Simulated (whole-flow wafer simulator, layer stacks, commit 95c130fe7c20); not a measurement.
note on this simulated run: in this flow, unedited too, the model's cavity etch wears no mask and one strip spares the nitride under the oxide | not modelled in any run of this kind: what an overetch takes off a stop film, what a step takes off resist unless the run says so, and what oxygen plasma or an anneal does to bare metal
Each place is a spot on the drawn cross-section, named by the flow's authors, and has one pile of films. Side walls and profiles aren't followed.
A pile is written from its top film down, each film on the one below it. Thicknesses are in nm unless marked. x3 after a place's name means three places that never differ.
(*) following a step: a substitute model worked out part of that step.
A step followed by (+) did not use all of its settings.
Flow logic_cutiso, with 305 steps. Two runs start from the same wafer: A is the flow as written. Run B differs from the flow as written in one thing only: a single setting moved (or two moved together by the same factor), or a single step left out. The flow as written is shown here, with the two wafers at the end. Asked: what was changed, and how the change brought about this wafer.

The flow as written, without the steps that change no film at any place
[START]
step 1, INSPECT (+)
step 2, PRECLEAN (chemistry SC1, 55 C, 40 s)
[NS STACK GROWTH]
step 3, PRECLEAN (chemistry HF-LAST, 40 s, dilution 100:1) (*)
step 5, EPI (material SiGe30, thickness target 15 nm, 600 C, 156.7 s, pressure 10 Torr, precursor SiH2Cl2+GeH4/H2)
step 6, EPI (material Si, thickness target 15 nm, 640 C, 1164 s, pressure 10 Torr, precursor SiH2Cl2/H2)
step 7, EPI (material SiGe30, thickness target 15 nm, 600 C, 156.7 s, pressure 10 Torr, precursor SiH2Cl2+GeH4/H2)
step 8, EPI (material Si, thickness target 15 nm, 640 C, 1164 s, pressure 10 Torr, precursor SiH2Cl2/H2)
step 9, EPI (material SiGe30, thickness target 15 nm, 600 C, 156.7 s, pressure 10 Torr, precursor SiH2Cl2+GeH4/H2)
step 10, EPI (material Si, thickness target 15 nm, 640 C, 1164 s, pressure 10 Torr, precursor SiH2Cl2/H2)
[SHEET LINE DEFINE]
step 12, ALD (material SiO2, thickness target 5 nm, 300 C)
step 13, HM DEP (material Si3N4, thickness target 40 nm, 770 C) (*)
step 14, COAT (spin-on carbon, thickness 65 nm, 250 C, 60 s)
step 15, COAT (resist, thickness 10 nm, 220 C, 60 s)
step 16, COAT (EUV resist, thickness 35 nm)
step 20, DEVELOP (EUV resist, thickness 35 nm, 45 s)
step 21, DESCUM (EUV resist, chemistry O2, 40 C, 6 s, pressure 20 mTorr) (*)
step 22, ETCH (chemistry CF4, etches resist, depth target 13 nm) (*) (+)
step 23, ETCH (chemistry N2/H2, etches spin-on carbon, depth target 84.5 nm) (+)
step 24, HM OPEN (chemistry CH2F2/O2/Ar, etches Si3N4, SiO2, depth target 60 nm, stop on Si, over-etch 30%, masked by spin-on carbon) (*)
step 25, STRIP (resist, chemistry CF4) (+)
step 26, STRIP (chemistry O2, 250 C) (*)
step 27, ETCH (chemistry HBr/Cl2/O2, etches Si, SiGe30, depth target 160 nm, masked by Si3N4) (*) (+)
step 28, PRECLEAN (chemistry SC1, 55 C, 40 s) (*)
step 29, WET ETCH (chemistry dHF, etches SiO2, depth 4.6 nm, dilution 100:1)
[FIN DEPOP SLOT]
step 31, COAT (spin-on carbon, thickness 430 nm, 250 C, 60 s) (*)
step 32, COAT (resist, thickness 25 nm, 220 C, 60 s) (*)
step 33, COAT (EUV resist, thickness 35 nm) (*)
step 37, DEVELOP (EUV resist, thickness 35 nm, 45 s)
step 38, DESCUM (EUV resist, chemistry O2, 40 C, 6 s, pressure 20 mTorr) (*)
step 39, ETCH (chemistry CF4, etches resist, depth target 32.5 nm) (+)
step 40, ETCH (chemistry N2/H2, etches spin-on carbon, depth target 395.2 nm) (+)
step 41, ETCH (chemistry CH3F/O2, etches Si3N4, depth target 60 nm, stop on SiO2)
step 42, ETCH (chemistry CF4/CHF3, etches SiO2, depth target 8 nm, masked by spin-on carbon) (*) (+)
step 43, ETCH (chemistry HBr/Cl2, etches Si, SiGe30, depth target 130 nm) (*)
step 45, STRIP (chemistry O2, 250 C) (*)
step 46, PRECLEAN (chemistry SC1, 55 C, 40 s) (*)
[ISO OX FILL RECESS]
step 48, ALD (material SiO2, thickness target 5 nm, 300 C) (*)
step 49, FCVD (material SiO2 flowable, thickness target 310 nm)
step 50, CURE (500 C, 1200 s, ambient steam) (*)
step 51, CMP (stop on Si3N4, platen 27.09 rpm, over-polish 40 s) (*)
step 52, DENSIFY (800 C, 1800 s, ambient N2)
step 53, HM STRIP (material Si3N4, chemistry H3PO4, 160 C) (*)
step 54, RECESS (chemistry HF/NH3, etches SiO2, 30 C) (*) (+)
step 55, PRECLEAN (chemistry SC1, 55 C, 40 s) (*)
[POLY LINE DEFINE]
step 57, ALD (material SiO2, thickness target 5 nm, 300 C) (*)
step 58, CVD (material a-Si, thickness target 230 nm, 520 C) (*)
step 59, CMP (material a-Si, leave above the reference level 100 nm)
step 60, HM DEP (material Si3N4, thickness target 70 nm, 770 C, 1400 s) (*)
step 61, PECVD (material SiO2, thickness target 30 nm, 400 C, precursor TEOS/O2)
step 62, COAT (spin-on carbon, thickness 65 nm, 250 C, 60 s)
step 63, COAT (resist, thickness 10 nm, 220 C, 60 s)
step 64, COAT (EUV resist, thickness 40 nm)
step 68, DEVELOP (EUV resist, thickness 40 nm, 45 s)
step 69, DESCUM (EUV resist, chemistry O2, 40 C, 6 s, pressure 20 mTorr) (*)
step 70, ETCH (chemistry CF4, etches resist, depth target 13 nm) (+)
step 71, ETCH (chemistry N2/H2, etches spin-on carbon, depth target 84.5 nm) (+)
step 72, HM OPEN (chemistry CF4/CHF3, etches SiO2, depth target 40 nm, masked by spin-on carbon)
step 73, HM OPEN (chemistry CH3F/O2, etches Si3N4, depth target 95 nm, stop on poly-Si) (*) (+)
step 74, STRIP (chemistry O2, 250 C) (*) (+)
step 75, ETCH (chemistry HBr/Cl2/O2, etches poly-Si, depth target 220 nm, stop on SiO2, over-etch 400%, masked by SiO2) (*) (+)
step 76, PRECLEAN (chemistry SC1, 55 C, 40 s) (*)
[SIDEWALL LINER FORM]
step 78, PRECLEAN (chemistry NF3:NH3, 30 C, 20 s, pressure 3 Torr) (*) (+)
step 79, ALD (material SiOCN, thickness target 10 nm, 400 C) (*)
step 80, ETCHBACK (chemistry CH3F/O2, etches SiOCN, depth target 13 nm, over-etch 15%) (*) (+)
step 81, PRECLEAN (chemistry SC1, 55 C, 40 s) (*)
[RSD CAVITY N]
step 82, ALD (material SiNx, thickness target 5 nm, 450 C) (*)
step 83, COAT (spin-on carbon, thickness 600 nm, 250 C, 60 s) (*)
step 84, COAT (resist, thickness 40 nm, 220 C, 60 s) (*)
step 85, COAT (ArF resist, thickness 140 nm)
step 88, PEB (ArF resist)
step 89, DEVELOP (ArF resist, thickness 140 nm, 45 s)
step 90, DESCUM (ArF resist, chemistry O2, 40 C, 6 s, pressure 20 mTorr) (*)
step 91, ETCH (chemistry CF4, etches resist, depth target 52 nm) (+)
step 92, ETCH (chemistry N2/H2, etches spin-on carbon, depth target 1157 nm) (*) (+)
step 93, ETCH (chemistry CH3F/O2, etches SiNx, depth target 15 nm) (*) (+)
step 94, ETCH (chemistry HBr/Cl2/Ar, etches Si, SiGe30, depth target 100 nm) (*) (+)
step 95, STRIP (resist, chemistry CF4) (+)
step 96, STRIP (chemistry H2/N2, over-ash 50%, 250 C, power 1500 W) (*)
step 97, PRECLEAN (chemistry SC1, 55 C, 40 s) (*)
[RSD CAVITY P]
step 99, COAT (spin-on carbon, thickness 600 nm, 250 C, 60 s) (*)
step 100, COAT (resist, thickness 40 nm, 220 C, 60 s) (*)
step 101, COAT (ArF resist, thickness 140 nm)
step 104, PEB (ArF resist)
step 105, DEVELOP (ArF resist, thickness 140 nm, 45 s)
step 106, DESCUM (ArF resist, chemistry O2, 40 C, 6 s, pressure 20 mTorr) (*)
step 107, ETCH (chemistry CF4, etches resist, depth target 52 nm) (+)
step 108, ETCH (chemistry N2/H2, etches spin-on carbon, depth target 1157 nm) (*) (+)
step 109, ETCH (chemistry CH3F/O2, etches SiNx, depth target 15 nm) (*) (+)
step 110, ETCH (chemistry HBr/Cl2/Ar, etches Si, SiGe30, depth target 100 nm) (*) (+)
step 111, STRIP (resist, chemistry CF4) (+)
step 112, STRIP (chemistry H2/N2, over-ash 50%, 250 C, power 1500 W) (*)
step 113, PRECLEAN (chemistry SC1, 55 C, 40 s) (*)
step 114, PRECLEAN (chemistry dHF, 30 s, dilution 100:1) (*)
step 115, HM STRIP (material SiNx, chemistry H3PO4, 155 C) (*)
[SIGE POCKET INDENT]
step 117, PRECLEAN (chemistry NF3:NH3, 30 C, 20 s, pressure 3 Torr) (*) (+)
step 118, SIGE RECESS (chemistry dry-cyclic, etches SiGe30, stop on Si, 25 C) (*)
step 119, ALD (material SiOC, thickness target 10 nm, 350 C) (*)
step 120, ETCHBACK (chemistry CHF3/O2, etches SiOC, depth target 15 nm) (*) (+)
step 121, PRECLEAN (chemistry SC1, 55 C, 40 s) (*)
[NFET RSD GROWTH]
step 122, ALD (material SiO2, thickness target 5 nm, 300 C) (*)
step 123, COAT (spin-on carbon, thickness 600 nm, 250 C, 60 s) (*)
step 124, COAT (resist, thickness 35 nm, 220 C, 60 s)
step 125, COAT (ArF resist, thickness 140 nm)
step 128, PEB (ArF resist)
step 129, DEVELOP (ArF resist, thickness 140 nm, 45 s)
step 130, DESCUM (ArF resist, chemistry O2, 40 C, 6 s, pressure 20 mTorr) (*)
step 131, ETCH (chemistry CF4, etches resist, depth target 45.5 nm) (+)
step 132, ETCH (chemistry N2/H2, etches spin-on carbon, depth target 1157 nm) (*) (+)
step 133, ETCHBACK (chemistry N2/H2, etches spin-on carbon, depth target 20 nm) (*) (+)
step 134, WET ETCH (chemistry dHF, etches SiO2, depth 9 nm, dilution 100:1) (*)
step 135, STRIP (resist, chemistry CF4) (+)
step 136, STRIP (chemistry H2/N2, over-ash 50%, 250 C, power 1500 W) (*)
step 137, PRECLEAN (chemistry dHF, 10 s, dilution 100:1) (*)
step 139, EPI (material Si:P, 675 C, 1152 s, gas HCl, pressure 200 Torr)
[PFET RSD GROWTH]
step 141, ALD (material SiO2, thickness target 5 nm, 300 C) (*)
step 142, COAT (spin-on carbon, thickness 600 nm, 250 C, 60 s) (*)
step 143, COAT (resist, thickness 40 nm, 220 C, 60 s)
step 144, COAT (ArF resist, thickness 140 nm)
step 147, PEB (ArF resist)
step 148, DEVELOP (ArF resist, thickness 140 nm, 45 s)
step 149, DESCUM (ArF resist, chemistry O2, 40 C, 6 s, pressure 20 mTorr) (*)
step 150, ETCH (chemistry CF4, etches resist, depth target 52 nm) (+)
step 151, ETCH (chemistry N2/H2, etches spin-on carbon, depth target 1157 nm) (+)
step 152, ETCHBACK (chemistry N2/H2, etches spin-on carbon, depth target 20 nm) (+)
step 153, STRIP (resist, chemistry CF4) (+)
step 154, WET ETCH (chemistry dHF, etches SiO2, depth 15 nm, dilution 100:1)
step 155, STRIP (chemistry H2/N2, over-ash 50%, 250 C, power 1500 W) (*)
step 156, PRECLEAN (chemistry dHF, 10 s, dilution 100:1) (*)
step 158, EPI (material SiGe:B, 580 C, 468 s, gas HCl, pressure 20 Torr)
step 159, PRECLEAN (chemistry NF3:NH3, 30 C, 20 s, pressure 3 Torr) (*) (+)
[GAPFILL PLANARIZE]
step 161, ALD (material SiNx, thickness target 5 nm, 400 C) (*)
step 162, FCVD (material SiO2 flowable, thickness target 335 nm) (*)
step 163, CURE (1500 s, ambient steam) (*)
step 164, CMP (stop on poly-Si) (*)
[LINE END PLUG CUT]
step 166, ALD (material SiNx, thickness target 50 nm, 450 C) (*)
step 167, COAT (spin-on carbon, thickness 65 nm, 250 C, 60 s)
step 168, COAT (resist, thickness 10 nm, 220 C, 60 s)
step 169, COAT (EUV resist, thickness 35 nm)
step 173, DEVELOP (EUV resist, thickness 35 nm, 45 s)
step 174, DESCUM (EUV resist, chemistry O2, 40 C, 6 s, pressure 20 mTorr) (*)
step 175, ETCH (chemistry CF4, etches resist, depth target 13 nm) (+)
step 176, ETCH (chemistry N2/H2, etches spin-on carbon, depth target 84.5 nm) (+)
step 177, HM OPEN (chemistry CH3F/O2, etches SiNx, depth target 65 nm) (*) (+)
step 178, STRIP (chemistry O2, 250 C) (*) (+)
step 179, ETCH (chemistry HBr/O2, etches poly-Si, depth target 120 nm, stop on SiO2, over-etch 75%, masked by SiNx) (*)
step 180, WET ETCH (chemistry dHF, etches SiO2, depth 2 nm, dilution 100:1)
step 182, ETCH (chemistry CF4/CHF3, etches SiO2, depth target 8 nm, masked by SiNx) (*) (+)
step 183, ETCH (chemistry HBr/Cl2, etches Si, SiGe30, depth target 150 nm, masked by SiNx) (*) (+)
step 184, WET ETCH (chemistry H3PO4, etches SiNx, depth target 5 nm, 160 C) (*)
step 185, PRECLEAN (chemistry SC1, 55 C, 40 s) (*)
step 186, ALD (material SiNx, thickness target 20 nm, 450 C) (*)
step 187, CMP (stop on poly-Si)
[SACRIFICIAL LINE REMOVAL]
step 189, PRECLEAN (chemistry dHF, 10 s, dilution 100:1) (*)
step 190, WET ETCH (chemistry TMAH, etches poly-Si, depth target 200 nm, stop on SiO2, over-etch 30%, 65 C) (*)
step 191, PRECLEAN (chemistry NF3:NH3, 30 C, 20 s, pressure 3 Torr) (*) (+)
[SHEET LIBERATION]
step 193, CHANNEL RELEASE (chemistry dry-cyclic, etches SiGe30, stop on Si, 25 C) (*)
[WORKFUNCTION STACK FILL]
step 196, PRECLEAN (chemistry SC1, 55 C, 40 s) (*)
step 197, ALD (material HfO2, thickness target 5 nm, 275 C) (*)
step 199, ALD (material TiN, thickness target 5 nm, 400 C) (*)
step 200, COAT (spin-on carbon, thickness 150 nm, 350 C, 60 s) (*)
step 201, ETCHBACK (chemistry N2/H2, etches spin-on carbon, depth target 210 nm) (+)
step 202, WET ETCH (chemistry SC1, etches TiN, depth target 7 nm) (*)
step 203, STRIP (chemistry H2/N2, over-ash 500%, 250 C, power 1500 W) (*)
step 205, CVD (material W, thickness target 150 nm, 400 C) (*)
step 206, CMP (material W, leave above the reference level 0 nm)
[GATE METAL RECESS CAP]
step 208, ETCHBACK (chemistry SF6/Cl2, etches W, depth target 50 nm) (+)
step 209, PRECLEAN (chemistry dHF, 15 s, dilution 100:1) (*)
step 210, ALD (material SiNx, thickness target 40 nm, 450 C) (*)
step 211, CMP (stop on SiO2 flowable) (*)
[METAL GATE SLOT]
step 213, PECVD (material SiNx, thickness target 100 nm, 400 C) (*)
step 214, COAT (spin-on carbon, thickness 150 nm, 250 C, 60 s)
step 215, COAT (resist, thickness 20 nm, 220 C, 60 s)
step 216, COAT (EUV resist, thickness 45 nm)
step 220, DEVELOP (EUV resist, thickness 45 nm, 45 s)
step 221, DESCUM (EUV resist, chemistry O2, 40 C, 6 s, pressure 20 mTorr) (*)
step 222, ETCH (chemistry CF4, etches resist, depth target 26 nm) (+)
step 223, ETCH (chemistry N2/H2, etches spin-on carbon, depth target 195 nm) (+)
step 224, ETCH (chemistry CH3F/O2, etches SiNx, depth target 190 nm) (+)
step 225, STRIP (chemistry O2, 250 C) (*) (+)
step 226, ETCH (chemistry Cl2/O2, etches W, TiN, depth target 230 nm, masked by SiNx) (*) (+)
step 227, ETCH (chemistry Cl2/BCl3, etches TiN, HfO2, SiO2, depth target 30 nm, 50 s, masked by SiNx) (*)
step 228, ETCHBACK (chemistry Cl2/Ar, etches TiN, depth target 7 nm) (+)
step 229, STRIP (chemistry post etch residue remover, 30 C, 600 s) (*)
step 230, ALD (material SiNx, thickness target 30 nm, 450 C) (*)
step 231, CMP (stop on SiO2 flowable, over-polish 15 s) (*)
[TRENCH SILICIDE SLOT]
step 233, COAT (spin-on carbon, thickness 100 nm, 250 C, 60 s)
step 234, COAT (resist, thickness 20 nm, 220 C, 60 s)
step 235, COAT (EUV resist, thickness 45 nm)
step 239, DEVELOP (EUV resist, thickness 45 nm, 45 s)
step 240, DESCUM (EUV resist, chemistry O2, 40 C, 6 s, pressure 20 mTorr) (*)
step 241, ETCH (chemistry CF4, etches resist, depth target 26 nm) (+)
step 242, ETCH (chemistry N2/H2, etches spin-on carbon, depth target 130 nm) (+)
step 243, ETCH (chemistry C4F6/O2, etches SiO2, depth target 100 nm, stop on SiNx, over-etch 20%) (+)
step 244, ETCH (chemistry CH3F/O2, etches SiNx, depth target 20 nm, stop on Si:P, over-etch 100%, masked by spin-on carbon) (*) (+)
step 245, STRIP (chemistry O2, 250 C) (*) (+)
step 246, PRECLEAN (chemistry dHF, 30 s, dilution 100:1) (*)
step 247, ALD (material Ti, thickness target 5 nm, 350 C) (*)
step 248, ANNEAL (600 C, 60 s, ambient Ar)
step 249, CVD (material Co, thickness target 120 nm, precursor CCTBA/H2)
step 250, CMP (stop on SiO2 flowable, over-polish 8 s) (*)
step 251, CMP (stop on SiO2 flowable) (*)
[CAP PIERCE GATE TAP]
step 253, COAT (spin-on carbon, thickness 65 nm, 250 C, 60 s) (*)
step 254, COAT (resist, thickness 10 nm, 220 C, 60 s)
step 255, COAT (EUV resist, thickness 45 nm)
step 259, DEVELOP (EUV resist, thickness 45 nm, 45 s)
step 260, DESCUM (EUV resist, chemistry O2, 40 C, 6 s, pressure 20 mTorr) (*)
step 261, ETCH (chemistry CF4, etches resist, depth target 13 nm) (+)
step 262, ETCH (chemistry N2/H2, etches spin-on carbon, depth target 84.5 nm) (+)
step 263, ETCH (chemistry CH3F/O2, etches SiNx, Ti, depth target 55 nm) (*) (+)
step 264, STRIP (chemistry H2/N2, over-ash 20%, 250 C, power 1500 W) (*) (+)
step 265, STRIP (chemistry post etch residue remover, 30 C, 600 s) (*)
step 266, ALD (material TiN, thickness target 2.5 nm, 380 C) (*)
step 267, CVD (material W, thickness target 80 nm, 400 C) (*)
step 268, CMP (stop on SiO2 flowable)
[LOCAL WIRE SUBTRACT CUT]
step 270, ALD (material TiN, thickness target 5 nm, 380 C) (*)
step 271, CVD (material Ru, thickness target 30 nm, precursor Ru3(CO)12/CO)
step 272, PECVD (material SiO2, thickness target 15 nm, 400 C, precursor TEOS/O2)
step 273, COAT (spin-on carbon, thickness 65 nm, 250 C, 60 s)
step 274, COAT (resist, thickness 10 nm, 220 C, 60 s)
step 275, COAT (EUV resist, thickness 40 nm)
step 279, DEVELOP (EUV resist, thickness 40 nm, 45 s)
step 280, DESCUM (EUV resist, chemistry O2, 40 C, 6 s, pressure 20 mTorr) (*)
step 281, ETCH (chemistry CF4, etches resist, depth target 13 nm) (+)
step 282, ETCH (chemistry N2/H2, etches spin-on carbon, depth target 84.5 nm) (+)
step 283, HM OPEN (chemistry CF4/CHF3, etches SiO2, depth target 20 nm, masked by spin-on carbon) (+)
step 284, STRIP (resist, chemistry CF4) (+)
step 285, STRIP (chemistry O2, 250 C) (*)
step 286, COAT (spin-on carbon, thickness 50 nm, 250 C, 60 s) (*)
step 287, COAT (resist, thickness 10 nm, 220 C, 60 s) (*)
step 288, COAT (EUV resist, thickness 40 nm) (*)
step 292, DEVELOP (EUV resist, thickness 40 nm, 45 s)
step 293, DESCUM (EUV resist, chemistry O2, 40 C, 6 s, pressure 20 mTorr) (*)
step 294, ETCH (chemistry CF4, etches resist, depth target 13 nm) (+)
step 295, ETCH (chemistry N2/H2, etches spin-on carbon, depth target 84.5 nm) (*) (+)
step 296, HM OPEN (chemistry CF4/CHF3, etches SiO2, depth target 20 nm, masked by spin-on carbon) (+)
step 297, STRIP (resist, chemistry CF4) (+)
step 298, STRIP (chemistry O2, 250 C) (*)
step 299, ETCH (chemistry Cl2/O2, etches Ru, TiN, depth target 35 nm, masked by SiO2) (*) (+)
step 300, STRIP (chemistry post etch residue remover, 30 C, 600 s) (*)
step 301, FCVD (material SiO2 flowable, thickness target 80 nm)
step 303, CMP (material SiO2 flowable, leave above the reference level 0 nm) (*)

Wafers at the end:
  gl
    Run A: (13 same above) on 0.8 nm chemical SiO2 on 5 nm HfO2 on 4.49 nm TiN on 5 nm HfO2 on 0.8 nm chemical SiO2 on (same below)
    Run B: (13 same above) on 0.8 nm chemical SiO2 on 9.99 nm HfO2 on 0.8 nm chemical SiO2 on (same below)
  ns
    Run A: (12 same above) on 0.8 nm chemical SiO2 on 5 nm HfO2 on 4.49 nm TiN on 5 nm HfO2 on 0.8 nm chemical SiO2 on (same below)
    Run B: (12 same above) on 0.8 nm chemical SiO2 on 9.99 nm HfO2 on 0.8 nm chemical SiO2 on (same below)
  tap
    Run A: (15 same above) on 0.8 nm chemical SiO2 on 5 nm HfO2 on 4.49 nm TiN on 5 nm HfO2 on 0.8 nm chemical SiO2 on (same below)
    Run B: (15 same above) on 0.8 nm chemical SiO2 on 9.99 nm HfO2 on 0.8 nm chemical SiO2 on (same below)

The reason: step 7, EPI: thickness target 10.5 nm was run, whereas the flow has thickness target 15 nm; step 7, EPI: 109.7 s was run, where the flow has 156.7 s.

The path from the change to this, step by step:
  step 7, EPI (material SiGe30, thickness target 15 nm, 600 C, 156.7 s, pressure 10 Torr, precursor SiH2Cl2+GeH4/H2)
      depop, dpovl, gfld and 19 more: A +15 SiGe30 (new film) | B +10.5 SiGe30 (new film)
  step 27, ETCH (chemistry HBr/Cl2/O2, etches Si, SiGe30, depth target 160 nm, masked by Si3N4) (*) (+)
      gfld, gxf, iso, lnri: A -0.79 chemical SiO2 (all of it), -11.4 Si (all of it), -15 SiGe30 (all of it), -15 Si (all of it), -15 SiGe30 (all of it), -15 Si (all of it), -15 SiGe30 (all of it), -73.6 Si | B -0.79 chemical SiO2 (all of it), -11.4 Si (all of it), -15 SiGe30 (all of it), -15 Si (all of it), -10.5 SiGe30 (all of it), -15 Si (all of it), -15 SiGe30 (all of it), -78.1 Si
      dpovl, nsgap: A -0.79 chemical SiO2 (all of it), -11.8 Si (all of it), -15 SiGe30 (all of it), -15 Si (all of it), -15 SiGe30 (all of it), -15 Si (all of it), -15 SiGe30 (all of it), -73.2 Si | B -0.79 chemical SiO2 (all of it), -11.8 Si (all of it), -15 SiGe30 (all of it), -15 Si (all of it), -10.5 SiGe30 (all of it), -15 Si (all of it), -15 SiGe30 (all of it), -77.7 Si
      (as well as at 1 more place)
  step 43, ETCH (chemistry HBr/Cl2, etches Si, SiGe30, depth target 130 nm) (*)
      depop: A -14 Si (all of it), -15 SiGe30 (all of it), -15 Si (all of it), -15 SiGe30 (all of it), -15 Si (all of it), -15 SiGe30 (all of it), -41 Si | B -14 Si (all of it), -15 SiGe30 (all of it), -15 Si (all of it), -10.5 SiGe30 (all of it), -15 Si (all of it), -15 SiGe30 (all of it), -45.5 Si
  step 94, ETCH (chemistry HBr/Cl2/Ar, etches Si, SiGe30, depth target 100 nm) (*) (+)
      rsdn, rsdx: A -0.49 chemical SiO2 (all of it), -12.8 Si (all of it), -15 SiGe30 (all of it), -15 Si (all of it), -15 SiGe30 (all of it), -15 Si (all of it), -15 SiGe30 (all of it), -12.2 Si | B -0.49 chemical SiO2 (all of it), -12.8 Si (all of it), -15 SiGe30 (all of it), -15 Si (all of it), -10.5 SiGe30 (all of it), -15 Si (all of it), -15 SiGe30 (all of it), -16.7 Si
  step 110, ETCH (chemistry HBr/Cl2/Ar, etches Si, SiGe30, depth target 100 nm) (*) (+)
      rsdp, rsdw: A -0.49 chemical SiO2 (all of it), -12.8 Si (all of it), -15 SiGe30 (all of it), -15 Si (all of it), -15 SiGe30 (all of it), -15 Si (all of it), -15 SiGe30 (all of it), -12.2 Si | B -0.49 chemical SiO2 (all of it), -12.8 Si (all of it), -15 SiGe30 (all of it), -15 Si (all of it), -10.5 SiGe30 (all of it), -15 Si (all of it), -15 SiGe30 (all of it), -16.7 Si
  step 118, SIGE RECESS (chemistry dry-cyclic, etches SiGe30, stop on Si, 25 C) (*)
      lnr, lnrp, lnrt: A -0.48 SiOCN, -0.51 Si, +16 cavity (new film), -15 SiGe30 (all of it), -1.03 Si, +16 cavity (new film), -15 SiGe30 (all of it), -1.03 Si, +16 cavity (new film), -15 SiGe30 (all of it), -0.51 Si | B -0.48 SiOCN, -0.51 Si, +16 cavity (new film), -15 SiGe30 (all of it), -1.03 Si, +11.5 cavity (new film), -10.5 SiGe30 (all of it), -1.03 Si, +16 cavity (new film), -15 SiGe30 (all of it), -0.51 Si
  step 119, ALD (material SiOC, thickness target 10 nm, 350 C) (*)
      lnr, lnrp, lnrt: A +10 SiOC (new film), +16 SiOC (new film), -16 cavity (all of it), +16 SiOC (new film), -16 cavity (all of it), +16 SiOC (new film), -16 cavity (all of it) | B +10 SiOC (new film), +16 SiOC (new film), -16 cavity (all of it), +11.5 SiOC (new film), -11.5 cavity (all of it), +16 SiOC (new film), -16 cavity (all of it)
  step 183, ETCH (chemistry HBr/Cl2, etches Si, SiGe30, depth target 150 nm, masked by SiNx) (*) (+)
      plug: A -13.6 Si (all of it), -15 SiGe30 (all of it), -15 Si (all of it), -15 SiGe30 (all of it), -15 Si (all of it), -15 SiGe30 (all of it), -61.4 Si | B -13.6 Si (all of it), -15 SiGe30 (all of it), -15 Si (all of it), -10.5 SiGe30 (all of it), -15 Si (all of it), -15 SiGe30 (all of it), -65.9 Si
  step 193, CHANNEL RELEASE (chemistry dry-cyclic, etches SiGe30, stop on Si, 25 C) (*)
      gl, glp, gxn, gxp, ns, tap: A +0.8 chemical SiO2 (new film), -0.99 Si, +0.8 chemical SiO2 (new film), +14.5 cavity (new film), +0.8 chemical SiO2 (new film), -15 SiGe30 (all of it), -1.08 Si, +0.8 chemical SiO2 (new film), +14.5 cavity (new film), +0.8 chemical SiO2 (new film), -15 SiGe30 (all of it), -1.08 Si, +0.8 chemical SiO2 (new film), +14.5 cavity (new film), +0.8 chemical SiO2 (new film), -15 SiGe30 (all of it), -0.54 Si | B +0.8 chemical SiO2 (new film), -0.99 Si, +0.8 chemical SiO2 (new film), +14.5 cavity (new film), +0.8 chemical SiO2 (new film), -15 SiGe30 (all of it), -1.08 Si, +0.8 chemical SiO2 (new film), +9.99 cavity (new film), +0.8 chemical SiO2 (new film), -10.5 SiGe30 (all of it), -1.08 Si, +0.8 chemical SiO2 (new film), +14.5 cavity (new film), +0.8 chemical SiO2 (new film), -15 SiGe30 (all of it), -0.54 Si
  step 197, ALD (material HfO2, thickness target 5 nm, 275 C) (*)
      gl, glp, gxn, gxp, ns, tap: A +5 HfO2 (new film), +5 HfO2 (new film), -10 cavity, +5 HfO2 (new film), +5 HfO2 (new film), -10 cavity, +5 HfO2 (new film), +5 HfO2 (new film), -10 cavity, +5 HfO2 (new film) | B +5 HfO2 (new film), +5 HfO2 (new film), -10 cavity, +5 HfO2 (new film), +9.99 HfO2 (new film), -9.99 cavity (all of it), +5 HfO2 (new film), -10 cavity, +5 HfO2 (new film)
  step 199, ALD (material TiN, thickness target 5 nm, 400 C) (*)
      gl, glp, tap: A +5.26 TiN (new film), +4.49 TiN (new film), -4.49 cavity (all of it), +4.49 TiN (new film), -4.49 cavity (all of it), +4.49 TiN (new film), -4.49 cavity (all of it) | B +5.26 TiN (new film), +4.49 TiN (new film), -4.49 cavity (all of it), +4.49 TiN (new film), -4.49 cavity (all of it)
      gxn, gxp, ns: A +5 TiN (new film), +4.49 TiN (new film), -4.49 cavity (all of it), +4.49 TiN (new film), -4.49 cavity (all of it), +4.49 TiN (new film), -4.49 cavity (all of it) | B +5 TiN (new film), +4.49 TiN (new film), -4.49 cavity (all of it), +4.49 TiN (new film), -4.49 cavity (all of it)
If metal films that touch count as one body, gl has 3 bodies (between them, from the top down: HfO2 5 / chemical SiO2 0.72 / Si 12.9 / chemical SiO2 0.8 / HfO2 5; HfO2 5 / chemical SiO2 0.8 / Si 13.9 / chemical SiO2 0.8 / HfO2 9.99 / chemical SiO2 0.8 / Si 13.9 / chemical SiO2 0.8 / HfO2 5); the flow as written gives 4 bodies (between them, from the top down: HfO2 5 / chemical SiO2 0.72 / Si 12.9 / chemical SiO2 0.8 / HfO2 5; HfO2 5 / chemical SiO2 0.8 / Si 13.9 / chemical SiO2 0.8 / HfO2 5; HfO2 5 / chemical SiO2 0.8 / Si 13.9 / chemical SiO2 0.8 / HfO2 5).
If metal films that touch count as one body, ns has 3 bodies (between them, from the top down: HfO2 5 / chemical SiO2 0.72 / Si 12.9 / chemical SiO2 0.8 / HfO2 5; HfO2 5 / chemical SiO2 0.8 / Si 13.9 / chemical SiO2 0.8 / HfO2 9.99 / chemical SiO2 0.8 / Si 13.9 / chemical SiO2 0.8 / HfO2 5); the flow as written gives 4 bodies (between them, from the top down: HfO2 5 / chemical SiO2 0.72 / Si 12.9 / chemical SiO2 0.8 / HfO2 5; HfO2 5 / chemical SiO2 0.8 / Si 13.9 / chemical SiO2 0.8 / HfO2 5; HfO2 5 / chemical SiO2 0.8 / Si 13.9 / chemical SiO2 0.8 / HfO2 5).
If metal films that touch count as one body, tap has 3 bodies (between them, from the top down: HfO2 5 / chemical SiO2 0.72 / Si 12.9 / chemical SiO2 0.8 / HfO2 5; HfO2 5 / chemical SiO2 0.8 / Si 13.9 / chemical SiO2 0.8 / HfO2 9.99 / chemical SiO2 0.8 / Si 13.9 / chemical SiO2 0.8 / HfO2 5); the flow as written gives 4 bodies (between them, from the top down: HfO2 5 / chemical SiO2 0.72 / Si 12.9 / chemical SiO2 0.8 / HfO2 5; HfO2 5 / chemical SiO2 0.8 / Si 13.9 / chemical SiO2 0.8 / HfO2 5; HfO2 5 / chemical SiO2 0.8 / Si 13.9 / chemical SiO2 0.8 / HfO2 5).
